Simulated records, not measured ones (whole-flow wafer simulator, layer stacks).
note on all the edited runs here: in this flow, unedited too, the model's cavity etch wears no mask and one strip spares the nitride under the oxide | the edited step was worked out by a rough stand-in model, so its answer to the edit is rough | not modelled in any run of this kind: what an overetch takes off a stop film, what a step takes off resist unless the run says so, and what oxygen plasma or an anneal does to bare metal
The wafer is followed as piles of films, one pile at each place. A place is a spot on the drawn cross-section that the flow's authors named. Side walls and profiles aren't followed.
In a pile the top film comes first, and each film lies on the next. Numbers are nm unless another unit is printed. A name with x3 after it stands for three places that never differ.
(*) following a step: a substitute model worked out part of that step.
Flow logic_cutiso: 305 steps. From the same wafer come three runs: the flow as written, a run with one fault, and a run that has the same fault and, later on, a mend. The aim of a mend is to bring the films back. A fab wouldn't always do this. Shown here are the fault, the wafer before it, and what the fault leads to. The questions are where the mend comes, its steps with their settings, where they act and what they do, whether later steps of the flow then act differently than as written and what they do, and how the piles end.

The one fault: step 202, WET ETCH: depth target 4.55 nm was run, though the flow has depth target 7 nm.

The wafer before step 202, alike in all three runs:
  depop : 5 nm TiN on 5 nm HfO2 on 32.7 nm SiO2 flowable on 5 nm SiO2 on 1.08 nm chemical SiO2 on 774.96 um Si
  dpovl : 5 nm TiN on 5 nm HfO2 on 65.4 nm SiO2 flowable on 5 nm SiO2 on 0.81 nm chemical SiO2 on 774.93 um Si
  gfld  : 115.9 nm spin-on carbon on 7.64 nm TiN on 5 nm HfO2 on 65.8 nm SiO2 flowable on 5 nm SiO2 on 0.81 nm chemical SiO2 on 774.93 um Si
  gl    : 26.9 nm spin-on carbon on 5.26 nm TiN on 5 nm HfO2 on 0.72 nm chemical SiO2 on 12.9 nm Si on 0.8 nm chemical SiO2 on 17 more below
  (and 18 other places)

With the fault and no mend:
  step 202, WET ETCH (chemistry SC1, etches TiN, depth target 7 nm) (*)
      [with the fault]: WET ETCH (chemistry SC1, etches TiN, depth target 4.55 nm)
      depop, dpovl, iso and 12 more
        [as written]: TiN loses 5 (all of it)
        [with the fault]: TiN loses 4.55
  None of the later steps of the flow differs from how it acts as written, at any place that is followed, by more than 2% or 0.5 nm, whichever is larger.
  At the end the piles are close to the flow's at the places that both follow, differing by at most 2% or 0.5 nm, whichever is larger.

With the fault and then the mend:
  The mend follows step 202.
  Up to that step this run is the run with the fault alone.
  step 202a, WET ETCH (chemistry SC1, etches TiN, depth target 2.45 nm) (*) (the flow's step 202 again, with other settings)
      depop, dpovl, iso and 12 more
        TiN loses 0.45 (all of it)
  None of the later steps of the flow differs from how it acts as written, at any place that is followed, by more than 2% or 0.5 nm, whichever is larger.
  At every place that both follow, the piles at the end match the flow's.
